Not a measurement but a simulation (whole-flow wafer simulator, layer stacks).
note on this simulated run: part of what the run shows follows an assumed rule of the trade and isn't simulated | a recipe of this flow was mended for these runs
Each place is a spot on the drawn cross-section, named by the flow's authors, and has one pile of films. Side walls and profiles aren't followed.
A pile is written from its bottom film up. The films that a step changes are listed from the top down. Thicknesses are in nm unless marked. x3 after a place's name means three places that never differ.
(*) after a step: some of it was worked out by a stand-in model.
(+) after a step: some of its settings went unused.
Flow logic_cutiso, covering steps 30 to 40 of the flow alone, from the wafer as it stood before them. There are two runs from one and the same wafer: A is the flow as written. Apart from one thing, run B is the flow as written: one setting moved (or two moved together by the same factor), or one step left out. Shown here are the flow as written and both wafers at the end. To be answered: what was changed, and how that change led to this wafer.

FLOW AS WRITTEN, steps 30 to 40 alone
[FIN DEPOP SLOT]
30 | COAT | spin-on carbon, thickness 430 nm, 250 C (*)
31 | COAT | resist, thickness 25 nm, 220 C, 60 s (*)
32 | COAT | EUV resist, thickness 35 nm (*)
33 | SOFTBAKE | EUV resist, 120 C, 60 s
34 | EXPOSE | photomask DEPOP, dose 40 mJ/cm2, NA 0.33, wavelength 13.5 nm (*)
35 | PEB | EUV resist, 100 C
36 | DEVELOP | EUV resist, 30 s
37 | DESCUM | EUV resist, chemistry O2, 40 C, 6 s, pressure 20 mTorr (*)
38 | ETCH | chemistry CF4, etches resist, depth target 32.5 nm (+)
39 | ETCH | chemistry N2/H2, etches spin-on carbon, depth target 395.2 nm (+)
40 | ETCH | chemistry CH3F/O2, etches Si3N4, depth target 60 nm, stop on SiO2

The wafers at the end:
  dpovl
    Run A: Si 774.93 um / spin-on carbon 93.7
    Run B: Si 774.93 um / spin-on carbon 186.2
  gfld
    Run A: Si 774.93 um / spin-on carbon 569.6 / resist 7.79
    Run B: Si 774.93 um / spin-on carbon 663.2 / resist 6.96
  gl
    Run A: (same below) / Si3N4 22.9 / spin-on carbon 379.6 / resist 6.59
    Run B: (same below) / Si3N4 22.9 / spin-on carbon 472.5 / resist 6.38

The reason: step 30, COAT: thickness 523 nm was run, whereas the flow has thickness 430 nm.

The path from the change to this, step by step:
  30 | COAT | spin-on carbon, thickness 430 nm, 250 C (*)
      dpovl, isow, nsgap: A +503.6 spin-on carbon (new film) | B +596.6 spin-on carbon (new film)
      depop, ns: A +312.3 spin-on carbon (new film) | B +405.3 spin-on carbon (new film)
      (also at 17 further places)
  31 | COAT | resist, thickness 25 nm, 220 C, 60 s (*)
      gfld, lnri: A +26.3 resist (new film) | B +25.6 resist (new film)
      iso: A +26.2 resist (new film) | B +25.6 resist (new film)
      (also at 1 further place)
  39 | ETCH | chemistry N2/H2, etches spin-on carbon, depth target 395.2 nm (+)
      depop: A -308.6 spin-on carbon (all of it), -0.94 Si3N4 | B -395.2 spin-on carbon
  40 | ETCH | chemistry CH3F/O2, etches Si3N4, depth target 60 nm, stop on SiO2
      depop: A -22 Si3N4 (all of it), -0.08 SiO2 | B -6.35 spin-on carbon (all of it), -22.9 Si3N4 (all of it), -0.08 SiO2
